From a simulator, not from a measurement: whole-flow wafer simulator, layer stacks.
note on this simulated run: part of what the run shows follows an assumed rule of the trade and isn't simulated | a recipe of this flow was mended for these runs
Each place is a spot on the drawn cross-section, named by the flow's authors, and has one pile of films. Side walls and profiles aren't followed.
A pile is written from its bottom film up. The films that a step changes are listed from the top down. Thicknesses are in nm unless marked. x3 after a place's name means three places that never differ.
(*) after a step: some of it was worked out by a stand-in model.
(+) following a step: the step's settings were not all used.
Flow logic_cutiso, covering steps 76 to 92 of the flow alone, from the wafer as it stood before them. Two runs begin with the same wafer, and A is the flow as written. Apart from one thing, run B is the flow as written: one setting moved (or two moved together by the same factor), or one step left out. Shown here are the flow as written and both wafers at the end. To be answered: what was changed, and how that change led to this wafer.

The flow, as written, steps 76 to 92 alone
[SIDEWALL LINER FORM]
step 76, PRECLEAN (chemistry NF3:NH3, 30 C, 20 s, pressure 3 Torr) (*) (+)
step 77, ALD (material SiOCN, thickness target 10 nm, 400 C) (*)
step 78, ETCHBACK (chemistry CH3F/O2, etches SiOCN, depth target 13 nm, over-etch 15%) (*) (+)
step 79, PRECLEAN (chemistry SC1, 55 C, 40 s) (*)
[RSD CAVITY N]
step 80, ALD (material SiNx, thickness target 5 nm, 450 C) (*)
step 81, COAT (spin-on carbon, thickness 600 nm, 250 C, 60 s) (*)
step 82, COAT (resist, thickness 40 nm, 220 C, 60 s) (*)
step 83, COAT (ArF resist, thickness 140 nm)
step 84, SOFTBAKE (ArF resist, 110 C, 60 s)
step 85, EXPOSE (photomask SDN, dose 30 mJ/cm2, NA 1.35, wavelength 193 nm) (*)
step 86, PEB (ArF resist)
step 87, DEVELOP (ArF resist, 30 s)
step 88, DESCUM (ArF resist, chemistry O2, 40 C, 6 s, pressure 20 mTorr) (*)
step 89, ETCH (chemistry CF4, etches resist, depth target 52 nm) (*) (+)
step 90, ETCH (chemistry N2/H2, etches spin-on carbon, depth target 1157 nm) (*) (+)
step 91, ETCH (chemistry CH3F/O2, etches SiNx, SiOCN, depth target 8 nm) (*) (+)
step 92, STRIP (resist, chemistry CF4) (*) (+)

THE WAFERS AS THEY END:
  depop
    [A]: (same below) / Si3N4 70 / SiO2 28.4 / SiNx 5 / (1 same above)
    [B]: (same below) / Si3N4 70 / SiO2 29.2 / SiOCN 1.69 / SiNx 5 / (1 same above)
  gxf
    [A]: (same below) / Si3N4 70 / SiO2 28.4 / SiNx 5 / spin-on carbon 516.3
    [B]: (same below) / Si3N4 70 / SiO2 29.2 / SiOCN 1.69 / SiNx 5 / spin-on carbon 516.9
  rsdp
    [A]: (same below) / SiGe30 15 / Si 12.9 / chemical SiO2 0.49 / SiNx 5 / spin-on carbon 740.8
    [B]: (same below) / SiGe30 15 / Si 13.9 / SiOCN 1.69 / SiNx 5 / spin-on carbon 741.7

The reason: step 78, ETCHBACK: depth target 8.3 nm was run, while the flow as written has depth target 13 nm.

Step by step, how the change led to this:
  step 78, ETCHBACK (chemistry CH3F/O2, etches SiOCN, depth target 13 nm, over-etch 15%) (*) (+)
      depop, dpovl x3, gfld and 8 more: A -10 SiOCN (all of it), -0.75 SiO2 | B -8.3 SiOCN
      rsdn, rsdp, rsdw, rsdx: A -10 SiOCN (all of it), -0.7 Si | B -8.3 SiOCN
      (also at 1 further place)
  step 91, ETCH (chemistry CH3F/O2, etches SiNx, SiOCN, depth target 8 nm) (*) (+)
      gl, gxn, tap: A -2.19 SiNx (all of it), -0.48 SiO2 | B -2.22 SiNx (all of it), -1.69 SiOCN (all of it), -0.34 SiO2
      rsdn, rsdx: A -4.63 SiNx (all of it), -0.49 chemical SiO2 (all of it) | B -4.67 SiNx (all of it), -1.69 SiOCN (all of it), -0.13 Si
